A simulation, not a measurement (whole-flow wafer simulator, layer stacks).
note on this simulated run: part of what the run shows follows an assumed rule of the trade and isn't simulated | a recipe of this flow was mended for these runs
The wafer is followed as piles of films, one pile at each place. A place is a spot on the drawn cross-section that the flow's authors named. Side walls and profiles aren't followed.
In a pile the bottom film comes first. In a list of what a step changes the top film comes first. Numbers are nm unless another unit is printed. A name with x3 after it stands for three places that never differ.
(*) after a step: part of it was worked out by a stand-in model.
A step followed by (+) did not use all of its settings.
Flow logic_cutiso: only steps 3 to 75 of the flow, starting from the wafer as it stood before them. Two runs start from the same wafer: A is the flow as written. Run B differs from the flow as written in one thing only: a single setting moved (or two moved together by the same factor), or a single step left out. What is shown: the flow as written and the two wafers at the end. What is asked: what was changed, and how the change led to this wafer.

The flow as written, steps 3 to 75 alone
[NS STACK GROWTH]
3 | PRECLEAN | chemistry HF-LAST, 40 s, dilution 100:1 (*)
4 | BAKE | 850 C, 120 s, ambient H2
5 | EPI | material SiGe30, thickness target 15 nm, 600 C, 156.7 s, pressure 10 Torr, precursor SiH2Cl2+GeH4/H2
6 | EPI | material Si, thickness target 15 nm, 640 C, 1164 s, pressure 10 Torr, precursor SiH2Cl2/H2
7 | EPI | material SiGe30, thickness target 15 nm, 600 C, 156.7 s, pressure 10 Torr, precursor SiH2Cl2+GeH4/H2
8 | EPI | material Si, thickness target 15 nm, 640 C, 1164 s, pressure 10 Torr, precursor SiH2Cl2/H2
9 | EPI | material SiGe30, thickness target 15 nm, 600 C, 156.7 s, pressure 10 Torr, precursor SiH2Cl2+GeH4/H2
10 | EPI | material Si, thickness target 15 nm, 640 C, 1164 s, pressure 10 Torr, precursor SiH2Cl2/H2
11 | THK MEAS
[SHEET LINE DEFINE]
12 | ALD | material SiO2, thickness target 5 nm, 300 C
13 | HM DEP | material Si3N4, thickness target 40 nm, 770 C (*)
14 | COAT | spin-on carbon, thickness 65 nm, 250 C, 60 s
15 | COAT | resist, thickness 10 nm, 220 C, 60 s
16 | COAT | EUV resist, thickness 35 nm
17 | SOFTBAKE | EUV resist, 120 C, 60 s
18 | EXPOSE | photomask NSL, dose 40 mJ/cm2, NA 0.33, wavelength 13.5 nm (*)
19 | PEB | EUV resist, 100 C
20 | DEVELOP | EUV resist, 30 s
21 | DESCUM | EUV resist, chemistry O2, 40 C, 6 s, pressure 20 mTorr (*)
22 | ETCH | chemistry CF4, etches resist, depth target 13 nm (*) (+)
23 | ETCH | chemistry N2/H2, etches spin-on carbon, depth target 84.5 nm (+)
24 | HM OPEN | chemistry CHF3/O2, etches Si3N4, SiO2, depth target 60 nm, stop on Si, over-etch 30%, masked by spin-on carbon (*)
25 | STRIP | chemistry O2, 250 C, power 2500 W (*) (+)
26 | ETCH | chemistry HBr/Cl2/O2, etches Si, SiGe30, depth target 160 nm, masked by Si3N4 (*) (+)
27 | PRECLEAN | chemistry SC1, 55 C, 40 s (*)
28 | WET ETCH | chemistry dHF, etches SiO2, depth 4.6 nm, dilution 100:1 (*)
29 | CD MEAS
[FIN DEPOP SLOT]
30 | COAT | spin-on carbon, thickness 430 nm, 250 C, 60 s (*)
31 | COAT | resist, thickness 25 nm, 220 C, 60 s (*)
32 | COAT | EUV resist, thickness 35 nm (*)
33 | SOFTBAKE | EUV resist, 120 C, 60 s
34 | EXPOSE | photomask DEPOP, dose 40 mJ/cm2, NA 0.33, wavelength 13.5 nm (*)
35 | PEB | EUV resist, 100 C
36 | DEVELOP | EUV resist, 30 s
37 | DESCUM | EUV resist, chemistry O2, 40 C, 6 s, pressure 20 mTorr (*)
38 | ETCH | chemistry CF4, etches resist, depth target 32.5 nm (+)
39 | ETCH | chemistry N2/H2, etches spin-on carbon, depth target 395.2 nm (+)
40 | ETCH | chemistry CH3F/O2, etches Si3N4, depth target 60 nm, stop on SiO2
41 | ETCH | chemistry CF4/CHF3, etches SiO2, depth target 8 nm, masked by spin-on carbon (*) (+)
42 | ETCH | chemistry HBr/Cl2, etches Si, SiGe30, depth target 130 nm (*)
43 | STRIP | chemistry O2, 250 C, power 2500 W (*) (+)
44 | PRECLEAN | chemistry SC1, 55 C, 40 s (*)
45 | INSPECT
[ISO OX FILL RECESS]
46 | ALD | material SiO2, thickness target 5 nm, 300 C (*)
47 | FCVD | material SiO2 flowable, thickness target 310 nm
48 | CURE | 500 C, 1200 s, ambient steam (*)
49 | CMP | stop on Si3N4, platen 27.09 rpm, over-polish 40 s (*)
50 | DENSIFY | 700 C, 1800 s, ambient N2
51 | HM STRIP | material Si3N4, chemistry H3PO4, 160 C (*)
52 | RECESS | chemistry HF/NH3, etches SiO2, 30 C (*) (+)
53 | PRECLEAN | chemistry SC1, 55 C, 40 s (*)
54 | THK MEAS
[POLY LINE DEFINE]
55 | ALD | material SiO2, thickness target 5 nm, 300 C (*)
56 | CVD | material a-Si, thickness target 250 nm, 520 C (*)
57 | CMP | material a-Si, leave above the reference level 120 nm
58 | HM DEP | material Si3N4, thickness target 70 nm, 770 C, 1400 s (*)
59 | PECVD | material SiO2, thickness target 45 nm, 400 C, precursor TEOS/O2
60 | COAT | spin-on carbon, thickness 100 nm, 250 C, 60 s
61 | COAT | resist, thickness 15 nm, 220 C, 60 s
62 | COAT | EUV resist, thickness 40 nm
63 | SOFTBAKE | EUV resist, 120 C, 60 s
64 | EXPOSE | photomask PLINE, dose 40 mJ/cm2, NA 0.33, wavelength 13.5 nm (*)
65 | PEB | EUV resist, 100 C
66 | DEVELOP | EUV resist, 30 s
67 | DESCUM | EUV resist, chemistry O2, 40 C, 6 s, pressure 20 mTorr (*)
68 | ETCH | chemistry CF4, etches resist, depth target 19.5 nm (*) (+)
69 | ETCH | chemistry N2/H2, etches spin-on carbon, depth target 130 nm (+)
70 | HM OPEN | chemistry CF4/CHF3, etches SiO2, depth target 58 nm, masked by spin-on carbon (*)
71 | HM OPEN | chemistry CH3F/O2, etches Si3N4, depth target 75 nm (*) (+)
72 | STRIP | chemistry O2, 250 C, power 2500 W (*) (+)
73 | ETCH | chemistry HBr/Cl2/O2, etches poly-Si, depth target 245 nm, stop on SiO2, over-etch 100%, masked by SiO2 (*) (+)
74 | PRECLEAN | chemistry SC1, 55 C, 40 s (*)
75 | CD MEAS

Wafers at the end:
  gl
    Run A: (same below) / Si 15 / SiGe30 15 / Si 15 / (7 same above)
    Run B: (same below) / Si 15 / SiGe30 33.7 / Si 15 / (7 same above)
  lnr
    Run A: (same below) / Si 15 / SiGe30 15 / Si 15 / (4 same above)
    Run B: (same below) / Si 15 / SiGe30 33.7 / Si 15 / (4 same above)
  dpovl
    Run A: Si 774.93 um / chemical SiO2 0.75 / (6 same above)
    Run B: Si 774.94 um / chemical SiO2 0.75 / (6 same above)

Cause: step 7, EPI: 645 C was run, while the flow as written has 600 C.

Step by step, how the change led to this:
  7 | EPI | material SiGe30, thickness target 15 nm, 600 C, 156.7 s, pressure 10 Torr, precursor SiH2Cl2+GeH4/H2
      depop, dpovl, gfld and 19 more: A +15 SiGe30 (new film) | B +33.7 SiGe30 (new film)
  26 | ETCH | chemistry HBr/Cl2/O2, etches Si, SiGe30, depth target 160 nm, masked by Si3N4 (*) (+)
      dpovl, gfld, gxf, iso, isow, lnri, nsgap: A -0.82 chemical SiO2 (all of it), -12 Si (all of it), -15 SiGe30 (all of it), -15 Si (all of it), -15 SiGe30 (all of it), -15 Si (all of it), -15 SiGe30 (all of it), -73 Si | B -0.82 chemical SiO2 (all of it), -12 Si (all of it), -15 SiGe30 (all of it), -15 Si (all of it), -33.7 SiGe30 (all of it), -15 Si (all of it), -15 SiGe30 (all of it), -54.3 Si
  42 | ETCH | chemistry HBr/Cl2, etches Si, SiGe30, depth target 130 nm (*)
      depop: A -13.8 Si (all of it), -15 SiGe30 (all of it), -15 Si (all of it), -15 SiGe30 (all of it), -15 Si (all of it), -15 SiGe30 (all of it), -41.2 Si | B -13.8 Si (all of it), -15 SiGe30 (all of it), -15 Si (all of it), -33.7 SiGe30 (all of it), -15 Si (all of it), -15 SiGe30 (all of it), -22.5 Si
